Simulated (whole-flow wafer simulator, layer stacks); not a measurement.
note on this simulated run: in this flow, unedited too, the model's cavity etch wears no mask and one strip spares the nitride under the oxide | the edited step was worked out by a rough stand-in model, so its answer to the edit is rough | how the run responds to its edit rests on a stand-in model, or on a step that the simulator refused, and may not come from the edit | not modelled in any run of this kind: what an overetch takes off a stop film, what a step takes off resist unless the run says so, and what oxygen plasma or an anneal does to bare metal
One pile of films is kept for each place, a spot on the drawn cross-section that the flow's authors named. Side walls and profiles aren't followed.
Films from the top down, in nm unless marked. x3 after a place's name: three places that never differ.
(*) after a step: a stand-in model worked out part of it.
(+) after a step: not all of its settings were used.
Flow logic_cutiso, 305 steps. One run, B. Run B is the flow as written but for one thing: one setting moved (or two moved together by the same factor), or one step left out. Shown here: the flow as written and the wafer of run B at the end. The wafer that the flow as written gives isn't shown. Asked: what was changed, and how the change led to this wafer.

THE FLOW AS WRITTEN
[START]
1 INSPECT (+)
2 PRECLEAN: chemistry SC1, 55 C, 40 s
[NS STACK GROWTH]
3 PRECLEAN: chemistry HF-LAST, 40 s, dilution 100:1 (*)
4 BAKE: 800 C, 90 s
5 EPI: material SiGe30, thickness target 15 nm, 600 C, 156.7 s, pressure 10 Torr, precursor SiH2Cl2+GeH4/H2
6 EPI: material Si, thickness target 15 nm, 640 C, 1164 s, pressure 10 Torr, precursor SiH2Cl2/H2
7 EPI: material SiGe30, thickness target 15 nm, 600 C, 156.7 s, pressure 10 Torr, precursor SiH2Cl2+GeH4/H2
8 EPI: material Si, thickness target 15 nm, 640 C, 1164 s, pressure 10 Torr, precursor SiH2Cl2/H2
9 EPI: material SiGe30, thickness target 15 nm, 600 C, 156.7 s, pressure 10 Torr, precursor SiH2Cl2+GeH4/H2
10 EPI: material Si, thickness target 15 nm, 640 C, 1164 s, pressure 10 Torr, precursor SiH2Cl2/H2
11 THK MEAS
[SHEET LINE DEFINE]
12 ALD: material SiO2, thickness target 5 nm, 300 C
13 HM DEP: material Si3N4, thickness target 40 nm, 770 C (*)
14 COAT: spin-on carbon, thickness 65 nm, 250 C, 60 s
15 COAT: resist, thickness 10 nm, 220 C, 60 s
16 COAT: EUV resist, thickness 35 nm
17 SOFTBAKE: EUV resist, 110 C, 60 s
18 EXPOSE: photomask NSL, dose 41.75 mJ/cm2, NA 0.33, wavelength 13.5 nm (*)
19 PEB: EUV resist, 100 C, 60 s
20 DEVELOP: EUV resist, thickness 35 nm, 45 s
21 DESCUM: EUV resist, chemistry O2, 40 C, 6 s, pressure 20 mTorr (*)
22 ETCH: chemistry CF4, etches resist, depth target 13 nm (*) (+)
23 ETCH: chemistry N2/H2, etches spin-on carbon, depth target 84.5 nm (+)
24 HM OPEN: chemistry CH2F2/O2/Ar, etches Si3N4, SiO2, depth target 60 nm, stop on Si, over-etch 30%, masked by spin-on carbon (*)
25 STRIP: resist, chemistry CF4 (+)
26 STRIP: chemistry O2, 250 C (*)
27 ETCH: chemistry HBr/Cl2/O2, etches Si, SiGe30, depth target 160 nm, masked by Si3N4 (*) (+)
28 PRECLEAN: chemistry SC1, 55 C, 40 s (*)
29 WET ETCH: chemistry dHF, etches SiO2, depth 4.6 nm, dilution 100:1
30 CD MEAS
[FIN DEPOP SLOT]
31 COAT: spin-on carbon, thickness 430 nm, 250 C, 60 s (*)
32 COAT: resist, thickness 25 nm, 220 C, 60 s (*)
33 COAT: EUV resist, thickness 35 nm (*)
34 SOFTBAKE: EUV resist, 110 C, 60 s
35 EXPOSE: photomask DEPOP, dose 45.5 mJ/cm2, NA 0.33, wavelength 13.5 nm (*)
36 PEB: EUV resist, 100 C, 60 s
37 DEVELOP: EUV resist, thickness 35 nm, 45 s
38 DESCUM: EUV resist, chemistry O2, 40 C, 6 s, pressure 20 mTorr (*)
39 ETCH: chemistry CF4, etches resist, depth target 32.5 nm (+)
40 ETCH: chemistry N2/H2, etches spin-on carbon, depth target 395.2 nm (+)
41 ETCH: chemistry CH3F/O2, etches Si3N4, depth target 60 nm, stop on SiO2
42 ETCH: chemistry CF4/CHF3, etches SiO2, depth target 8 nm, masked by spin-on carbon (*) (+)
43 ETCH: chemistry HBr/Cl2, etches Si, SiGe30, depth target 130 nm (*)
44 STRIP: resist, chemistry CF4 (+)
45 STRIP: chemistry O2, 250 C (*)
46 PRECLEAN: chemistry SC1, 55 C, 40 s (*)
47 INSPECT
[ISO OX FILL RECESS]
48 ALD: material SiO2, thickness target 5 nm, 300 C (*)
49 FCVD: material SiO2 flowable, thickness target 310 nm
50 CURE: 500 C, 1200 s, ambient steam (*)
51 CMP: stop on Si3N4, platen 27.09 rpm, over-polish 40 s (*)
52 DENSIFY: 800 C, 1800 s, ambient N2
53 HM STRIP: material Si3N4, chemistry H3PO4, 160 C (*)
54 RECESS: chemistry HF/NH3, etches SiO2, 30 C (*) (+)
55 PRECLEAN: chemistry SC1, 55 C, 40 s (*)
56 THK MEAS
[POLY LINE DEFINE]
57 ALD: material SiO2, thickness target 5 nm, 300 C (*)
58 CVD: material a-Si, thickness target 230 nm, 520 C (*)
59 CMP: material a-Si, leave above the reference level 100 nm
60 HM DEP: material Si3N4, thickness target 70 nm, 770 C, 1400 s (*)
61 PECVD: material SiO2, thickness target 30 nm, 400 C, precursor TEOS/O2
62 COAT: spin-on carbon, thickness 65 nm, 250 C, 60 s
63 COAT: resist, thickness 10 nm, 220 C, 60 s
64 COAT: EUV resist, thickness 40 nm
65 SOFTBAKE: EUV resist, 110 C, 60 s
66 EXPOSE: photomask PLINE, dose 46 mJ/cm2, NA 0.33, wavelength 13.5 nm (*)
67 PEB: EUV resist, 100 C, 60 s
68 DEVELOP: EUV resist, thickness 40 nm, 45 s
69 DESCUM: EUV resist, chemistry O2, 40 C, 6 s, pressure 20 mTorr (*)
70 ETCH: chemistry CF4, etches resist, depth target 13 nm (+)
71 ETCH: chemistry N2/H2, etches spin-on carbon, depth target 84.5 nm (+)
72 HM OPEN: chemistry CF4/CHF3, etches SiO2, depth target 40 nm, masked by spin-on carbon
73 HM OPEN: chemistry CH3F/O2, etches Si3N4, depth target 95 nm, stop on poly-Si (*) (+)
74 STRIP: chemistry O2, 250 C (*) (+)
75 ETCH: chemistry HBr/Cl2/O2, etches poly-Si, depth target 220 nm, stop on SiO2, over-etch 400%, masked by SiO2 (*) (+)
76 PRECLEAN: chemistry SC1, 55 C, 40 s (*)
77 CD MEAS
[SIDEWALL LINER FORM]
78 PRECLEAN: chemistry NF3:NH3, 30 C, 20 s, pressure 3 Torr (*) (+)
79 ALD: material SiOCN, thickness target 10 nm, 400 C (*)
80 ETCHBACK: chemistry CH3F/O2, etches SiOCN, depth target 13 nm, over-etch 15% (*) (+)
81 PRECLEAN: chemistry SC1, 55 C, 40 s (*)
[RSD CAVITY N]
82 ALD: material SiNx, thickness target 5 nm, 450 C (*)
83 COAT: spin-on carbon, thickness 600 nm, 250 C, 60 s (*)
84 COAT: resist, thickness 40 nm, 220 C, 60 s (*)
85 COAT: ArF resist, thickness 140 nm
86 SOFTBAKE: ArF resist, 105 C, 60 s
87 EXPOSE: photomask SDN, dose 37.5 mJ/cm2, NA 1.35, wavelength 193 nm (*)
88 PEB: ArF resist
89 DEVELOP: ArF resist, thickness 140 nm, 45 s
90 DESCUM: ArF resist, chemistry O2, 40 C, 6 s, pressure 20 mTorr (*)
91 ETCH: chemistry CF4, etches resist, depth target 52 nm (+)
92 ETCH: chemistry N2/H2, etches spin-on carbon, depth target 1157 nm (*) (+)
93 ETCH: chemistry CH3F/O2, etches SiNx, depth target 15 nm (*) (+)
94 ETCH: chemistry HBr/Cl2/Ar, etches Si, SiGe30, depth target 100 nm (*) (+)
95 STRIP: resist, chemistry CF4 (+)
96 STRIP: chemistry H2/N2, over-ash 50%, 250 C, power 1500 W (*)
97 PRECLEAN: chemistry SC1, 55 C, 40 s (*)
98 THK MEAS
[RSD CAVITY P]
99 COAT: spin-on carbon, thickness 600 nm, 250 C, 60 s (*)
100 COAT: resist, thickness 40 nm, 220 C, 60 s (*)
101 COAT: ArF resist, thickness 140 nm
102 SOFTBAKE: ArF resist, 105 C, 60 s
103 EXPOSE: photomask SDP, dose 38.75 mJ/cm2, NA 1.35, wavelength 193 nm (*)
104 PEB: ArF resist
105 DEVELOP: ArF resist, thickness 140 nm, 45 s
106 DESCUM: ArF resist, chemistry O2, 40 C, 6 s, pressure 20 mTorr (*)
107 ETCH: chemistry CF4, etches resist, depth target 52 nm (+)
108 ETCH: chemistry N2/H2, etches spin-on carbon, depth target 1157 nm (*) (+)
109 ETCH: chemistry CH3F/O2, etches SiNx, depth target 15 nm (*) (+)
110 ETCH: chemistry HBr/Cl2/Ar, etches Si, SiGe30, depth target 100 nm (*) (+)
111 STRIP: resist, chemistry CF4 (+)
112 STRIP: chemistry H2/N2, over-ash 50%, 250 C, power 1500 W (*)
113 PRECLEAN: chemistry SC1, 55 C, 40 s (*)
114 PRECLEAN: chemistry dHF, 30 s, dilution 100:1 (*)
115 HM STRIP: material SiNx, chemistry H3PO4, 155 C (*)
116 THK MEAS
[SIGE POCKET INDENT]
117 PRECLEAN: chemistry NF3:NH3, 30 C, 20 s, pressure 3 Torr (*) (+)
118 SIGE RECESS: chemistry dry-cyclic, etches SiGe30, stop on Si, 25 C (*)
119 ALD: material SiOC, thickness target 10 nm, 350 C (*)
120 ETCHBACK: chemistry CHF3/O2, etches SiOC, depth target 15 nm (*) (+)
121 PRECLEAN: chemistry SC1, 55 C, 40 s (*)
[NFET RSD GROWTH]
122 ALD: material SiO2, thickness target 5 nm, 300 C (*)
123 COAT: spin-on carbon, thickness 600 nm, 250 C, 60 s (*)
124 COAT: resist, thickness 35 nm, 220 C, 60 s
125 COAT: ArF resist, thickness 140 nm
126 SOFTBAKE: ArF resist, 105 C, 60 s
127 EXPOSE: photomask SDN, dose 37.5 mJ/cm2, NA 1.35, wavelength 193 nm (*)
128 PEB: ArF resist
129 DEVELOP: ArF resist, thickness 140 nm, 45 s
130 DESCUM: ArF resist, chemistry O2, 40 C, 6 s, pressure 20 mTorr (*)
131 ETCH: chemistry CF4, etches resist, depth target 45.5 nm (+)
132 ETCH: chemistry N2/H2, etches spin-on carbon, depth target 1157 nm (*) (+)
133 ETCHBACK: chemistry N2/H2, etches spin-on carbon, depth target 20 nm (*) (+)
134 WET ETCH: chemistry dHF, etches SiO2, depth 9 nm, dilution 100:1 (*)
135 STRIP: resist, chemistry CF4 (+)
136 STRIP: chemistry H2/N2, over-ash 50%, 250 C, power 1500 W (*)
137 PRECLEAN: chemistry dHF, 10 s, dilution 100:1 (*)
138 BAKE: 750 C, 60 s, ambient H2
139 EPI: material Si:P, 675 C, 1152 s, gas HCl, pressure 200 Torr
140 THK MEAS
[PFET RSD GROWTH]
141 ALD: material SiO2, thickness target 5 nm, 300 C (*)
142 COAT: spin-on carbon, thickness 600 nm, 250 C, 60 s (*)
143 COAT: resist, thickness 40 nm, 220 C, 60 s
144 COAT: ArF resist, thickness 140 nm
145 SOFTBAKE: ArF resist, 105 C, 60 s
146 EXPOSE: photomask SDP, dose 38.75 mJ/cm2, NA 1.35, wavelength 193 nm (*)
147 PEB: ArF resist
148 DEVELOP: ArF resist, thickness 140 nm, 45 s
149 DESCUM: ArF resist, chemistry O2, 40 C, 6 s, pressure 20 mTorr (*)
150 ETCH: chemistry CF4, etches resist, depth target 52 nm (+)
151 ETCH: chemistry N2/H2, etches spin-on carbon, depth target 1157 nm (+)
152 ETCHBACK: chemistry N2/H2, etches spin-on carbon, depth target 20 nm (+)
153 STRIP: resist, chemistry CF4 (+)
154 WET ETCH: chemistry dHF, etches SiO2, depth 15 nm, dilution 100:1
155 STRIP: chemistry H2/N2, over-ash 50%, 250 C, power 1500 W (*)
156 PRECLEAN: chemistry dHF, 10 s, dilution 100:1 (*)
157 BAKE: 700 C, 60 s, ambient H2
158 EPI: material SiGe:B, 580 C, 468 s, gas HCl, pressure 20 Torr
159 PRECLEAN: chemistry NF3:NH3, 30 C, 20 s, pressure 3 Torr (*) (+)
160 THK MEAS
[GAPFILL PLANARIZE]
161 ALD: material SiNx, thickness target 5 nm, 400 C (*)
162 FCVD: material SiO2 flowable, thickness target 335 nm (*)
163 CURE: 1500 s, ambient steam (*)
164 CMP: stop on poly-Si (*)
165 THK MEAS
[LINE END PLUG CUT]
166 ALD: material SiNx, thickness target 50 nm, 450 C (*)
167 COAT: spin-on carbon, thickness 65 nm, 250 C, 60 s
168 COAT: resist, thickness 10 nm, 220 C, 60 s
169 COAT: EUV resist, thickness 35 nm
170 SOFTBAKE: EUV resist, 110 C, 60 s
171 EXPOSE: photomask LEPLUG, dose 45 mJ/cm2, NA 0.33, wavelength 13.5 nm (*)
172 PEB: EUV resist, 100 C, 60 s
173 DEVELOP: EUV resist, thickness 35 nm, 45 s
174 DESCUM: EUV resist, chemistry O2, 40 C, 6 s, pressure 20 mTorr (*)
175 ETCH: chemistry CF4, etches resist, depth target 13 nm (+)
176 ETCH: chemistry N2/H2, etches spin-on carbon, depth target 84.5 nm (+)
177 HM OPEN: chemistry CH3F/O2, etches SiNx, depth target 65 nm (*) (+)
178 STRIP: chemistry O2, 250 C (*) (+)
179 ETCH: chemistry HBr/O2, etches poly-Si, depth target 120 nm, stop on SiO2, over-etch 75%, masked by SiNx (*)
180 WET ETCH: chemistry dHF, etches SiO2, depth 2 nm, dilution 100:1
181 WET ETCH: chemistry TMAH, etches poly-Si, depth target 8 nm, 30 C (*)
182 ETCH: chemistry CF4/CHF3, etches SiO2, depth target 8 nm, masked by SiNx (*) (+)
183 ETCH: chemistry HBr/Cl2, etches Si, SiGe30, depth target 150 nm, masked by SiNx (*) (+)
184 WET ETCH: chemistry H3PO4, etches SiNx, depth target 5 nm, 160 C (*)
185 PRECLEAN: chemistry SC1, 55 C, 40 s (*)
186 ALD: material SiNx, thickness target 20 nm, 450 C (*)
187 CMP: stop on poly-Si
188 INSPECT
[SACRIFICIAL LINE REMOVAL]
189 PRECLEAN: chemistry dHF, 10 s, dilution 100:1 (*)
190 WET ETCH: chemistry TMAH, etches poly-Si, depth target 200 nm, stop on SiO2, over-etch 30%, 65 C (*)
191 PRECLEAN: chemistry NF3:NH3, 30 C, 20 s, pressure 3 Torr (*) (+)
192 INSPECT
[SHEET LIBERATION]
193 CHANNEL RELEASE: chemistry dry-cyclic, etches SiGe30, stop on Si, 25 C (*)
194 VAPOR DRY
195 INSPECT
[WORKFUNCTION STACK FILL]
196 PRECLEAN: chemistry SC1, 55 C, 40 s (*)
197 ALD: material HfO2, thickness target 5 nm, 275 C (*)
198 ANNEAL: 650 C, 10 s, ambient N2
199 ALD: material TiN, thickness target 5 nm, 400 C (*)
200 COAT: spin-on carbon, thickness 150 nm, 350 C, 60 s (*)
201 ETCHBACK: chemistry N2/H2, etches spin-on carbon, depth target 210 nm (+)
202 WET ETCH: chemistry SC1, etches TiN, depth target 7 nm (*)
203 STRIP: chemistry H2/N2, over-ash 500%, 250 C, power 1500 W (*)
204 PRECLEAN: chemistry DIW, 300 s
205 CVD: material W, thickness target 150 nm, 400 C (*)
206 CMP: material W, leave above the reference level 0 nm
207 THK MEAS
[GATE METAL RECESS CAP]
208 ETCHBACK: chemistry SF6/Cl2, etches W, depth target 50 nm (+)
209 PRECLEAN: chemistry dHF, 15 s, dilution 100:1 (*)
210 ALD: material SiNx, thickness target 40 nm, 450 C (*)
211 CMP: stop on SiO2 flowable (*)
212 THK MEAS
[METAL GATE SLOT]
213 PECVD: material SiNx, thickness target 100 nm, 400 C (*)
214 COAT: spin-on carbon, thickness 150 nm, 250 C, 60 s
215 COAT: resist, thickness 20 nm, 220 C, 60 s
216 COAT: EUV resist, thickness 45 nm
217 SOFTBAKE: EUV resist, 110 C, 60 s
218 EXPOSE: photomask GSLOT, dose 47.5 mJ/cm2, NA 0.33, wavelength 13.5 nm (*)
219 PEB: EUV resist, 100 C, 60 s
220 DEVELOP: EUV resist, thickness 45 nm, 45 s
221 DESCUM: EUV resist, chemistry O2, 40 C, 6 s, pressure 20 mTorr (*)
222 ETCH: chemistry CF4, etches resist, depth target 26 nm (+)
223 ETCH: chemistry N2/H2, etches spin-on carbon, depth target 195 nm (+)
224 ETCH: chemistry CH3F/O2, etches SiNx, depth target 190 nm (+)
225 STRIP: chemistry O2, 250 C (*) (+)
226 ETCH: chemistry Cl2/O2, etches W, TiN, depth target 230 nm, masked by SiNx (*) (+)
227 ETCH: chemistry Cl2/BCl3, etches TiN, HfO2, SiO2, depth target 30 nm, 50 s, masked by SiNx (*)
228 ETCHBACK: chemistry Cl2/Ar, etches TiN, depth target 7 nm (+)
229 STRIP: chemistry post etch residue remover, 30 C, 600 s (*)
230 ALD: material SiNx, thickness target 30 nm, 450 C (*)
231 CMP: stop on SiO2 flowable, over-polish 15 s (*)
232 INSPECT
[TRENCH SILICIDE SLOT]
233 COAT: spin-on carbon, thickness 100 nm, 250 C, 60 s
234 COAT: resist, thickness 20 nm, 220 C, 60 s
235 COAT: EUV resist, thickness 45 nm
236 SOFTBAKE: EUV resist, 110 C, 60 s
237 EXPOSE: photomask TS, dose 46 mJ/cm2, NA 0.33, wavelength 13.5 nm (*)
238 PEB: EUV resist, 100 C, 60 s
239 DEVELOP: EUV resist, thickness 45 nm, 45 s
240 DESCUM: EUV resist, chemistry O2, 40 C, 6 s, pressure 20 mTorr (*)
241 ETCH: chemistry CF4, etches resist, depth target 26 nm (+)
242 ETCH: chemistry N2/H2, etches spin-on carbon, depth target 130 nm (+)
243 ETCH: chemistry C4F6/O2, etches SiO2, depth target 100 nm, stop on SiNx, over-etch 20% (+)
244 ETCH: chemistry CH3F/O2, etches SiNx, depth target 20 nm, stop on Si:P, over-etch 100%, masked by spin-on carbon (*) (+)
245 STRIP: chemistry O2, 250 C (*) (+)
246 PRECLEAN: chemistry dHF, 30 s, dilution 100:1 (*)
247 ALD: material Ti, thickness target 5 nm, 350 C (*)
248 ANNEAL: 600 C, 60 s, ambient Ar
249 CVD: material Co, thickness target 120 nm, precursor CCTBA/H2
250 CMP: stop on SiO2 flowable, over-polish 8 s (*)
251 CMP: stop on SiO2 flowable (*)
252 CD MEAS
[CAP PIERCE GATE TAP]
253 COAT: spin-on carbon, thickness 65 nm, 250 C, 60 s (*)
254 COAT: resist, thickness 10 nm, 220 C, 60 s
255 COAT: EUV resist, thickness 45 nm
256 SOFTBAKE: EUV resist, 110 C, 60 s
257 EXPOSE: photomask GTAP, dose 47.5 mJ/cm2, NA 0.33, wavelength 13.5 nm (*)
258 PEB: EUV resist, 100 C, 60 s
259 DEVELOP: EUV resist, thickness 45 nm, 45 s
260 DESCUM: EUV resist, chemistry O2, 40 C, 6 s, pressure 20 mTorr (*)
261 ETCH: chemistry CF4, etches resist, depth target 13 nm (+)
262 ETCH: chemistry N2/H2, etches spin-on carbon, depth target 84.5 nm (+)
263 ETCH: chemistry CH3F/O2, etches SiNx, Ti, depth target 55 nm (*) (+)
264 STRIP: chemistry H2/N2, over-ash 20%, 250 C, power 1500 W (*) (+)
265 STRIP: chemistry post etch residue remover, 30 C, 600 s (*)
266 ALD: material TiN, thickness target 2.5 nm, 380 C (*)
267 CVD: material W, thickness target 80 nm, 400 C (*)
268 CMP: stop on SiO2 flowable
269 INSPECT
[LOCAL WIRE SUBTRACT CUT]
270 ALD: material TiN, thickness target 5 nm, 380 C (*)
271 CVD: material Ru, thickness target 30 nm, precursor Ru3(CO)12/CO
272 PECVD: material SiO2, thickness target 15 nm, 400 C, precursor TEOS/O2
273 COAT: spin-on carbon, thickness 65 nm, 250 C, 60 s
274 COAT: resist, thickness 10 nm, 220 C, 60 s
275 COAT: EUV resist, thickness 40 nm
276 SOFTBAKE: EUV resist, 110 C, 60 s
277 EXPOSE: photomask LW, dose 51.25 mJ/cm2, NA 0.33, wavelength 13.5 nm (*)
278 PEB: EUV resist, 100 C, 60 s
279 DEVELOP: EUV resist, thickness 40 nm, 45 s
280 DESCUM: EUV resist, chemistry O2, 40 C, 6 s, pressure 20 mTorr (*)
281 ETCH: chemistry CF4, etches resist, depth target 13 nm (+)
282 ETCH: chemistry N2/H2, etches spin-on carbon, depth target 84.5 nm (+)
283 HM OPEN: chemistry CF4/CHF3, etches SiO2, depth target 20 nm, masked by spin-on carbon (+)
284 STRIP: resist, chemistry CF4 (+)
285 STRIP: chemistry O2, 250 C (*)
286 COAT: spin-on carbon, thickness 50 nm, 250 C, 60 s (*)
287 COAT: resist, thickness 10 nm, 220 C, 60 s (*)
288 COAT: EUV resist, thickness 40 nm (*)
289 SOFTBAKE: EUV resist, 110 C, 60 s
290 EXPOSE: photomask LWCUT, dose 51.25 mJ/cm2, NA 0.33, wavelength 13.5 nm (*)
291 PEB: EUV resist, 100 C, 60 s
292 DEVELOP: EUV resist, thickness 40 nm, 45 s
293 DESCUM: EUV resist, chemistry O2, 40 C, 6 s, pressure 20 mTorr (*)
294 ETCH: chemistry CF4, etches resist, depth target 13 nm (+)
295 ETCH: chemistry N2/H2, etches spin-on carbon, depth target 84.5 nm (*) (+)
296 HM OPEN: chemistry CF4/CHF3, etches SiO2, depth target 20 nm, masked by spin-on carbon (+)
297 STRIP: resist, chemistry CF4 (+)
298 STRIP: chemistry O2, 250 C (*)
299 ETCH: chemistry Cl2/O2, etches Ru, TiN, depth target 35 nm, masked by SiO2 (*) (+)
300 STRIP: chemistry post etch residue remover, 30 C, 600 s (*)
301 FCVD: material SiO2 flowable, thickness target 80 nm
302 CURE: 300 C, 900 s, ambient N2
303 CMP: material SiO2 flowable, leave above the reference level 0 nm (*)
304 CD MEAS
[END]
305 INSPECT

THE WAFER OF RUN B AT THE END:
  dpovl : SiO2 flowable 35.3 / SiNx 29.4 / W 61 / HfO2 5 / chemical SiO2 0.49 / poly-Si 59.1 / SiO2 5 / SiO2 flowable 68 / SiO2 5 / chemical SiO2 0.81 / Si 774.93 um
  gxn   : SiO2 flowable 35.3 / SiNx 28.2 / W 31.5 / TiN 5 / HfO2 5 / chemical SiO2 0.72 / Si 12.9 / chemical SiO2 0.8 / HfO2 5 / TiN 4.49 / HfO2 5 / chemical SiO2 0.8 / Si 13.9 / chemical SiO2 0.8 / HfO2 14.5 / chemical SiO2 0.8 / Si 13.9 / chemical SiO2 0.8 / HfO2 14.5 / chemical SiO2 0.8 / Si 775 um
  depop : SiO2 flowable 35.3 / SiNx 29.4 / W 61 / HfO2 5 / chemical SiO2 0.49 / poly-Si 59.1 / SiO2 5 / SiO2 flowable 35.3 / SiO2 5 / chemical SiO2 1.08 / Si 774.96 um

The cause: step 190, WET ETCH: depth target 130 nm was run, where the flow has depth target 200 nm.

How the change led to this, step by step:
  190 WET ETCH: chemistry TMAH, etches poly-Si, depth target 200 nm, stop on SiO2, over-etch 30%, 65 C (*)
      depop, dpovl, gfld, gxf, isow, nsgap: poly-Si -130 (as written it would be: poly-Si -189.4 (all of it))
  191 PRECLEAN: chemistry NF3:NH3, 30 C, 20 s, pressure 3 Torr (*) (+)
      depop, dpovl, gfld, gxf, isow, nsgap: nothing (as written it would be: SiO2 -5 (all of it), SiO2 flowable -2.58)
  197 ALD: material HfO2, thickness target 5 nm, 275 C (*)
      gxn, gxp: HfO2 +5 (new film), HfO2 +5 (new film), cavity -10, HfO2 +5 (new film), HfO2 +14.5 (new film), cavity -14.5 (all of it), HfO2 +14.5 (new film), cavity -14.5 (all of it) (as written it would be: HfO2 +5 (new film), HfO2 +5 (new film), cavity -10, HfO2 +5 (new film), HfO2 +5 (new film), cavity -10, HfO2 +5 (new film), HfO2 +5 (new film), cavity -10, HfO2 +5 (new film))
      gxf: HfO2 +5 (new film) (as written it would be: HfO2 +7.7 (new film))
  199 ALD: material TiN, thickness target 5 nm, 400 C (*)
      gxn, gxp: TiN +5 (new film), TiN +4.49 (new film), cavity -4.49 (all of it) (as written it would be: TiN +5 (new film), TiN +4.49 (new film), cavity -4.49 (all of it), TiN +4.49 (new film), cavity -4.49 (all of it), TiN +4.49 (new film), cavity -4.49 (all of it))
      gfld: TiN +5 (new film) (as written it would be: TiN +7.64 (new film))
  200 COAT: spin-on carbon, thickness 150 nm, 350 C, 60 s (*)
      depop: spin-on carbon +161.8 (new film) (as written it would be: spin-on carbon +194.7 (new film))
      dpovl: spin-on carbon +161.8 (new film) (as written it would be: spin-on carbon +194.8 (new film))
      (and at 5 more places)
  201 ETCHBACK: chemistry N2/H2, etches spin-on carbon, depth target 210 nm (+)
      depop: spin-on carbon -161.8 (all of it) (as written it would be: spin-on carbon -194.7 (all of it))
      dpovl: spin-on carbon -161.8 (all of it) (as written it would be: spin-on carbon -194.8 (all of it))
      (and at 3 more places)
  203 STRIP: chemistry H2/N2, over-ash 500%, 250 C, power 1500 W (*)
      gl, glp: spin-on carbon -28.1 (all of it) (as written it would be: spin-on carbon -26.7 (all of it))
      gxn, gxp: spin-on carbon -28.3 (all of it) (as written it would be: spin-on carbon -26.8 (all of it))
      (and at 3 more places)
  205 CVD: material W, thickness target 150 nm, 400 C (*)
      depop, dpovl, isow, nsgap: W +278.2 (new film) (as written it would be: W +345.5 (new film))
      gfld: W +273.2 (new film) (as written it would be: W +337.9 (new film))
      (and at 1 more place)
  226 ETCH: chemistry Cl2/O2, etches W, TiN, depth target 230 nm, masked by SiNx (*) (+)
      depop, dpovl, gl and 18 more: SiNx -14 (as written it would be: SiNx -30.8)
      gfld: W -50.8 (all of it), TiN -5 (all of it), HfO2 -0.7 (as written it would be: W -115.4 (all of it), TiN -7.64 (all of it), HfO2 -1.54)
  227 ETCH: chemistry Cl2/BCl3, etches TiN, HfO2, SiO2, depth target 30 nm, 50 s, masked by SiNx (*)
      gfld: HfO2 -4.3 (all of it), chemical SiO2 -0.49 (all of it), poly-Si -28 (as written it would be: HfO2 -3.46 (all of it), SiO2 flowable -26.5)
  228 ETCHBACK: chemistry Cl2/Ar, etches TiN, depth target 7 nm (+)
      gfld: poly-Si -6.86 (as written it would be: SiO2 flowable -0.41)
  230 ALD: material SiNx, thickness target 30 nm, 450 C (*)
      gfld: SiNx +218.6 (new film) (as written it would be: SiNx +260.6 (new film))
  231 CMP: stop on SiO2 flowable, over-polish 15 s (*)
      depop, dpovl, gl and 9 more: SiNx -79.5 (as written it would be: SiNx -62.7)
      lnr, lnri, lnrp, lnrt: SiNx -77.8 (all of it), SiOCN -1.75 (as written it would be: SiNx -61 (all of it), SiOCN -1.75)
      (and at 6 more places)
Counting metal films that touch as one body, gxn has 2 bodies (between them, from the top down: HfO2 5 / chemical SiO2 0.72 / Si 12.9 / chemical SiO2 0.8 / HfO2 5); the flow as written gives 4 bodies (between them, from the top down: HfO2 5 / chemical SiO2 0.72 / Si 12.9 / chemical SiO2 0.8 / HfO2 5; HfO2 5 / chemical SiO2 0.8 / Si 13.9 / chemical SiO2 0.8 / HfO2 5; HfO2 5 / chemical SiO2 0.8 / Si 13.9 / chemical SiO2 0.8 / HfO2 5).
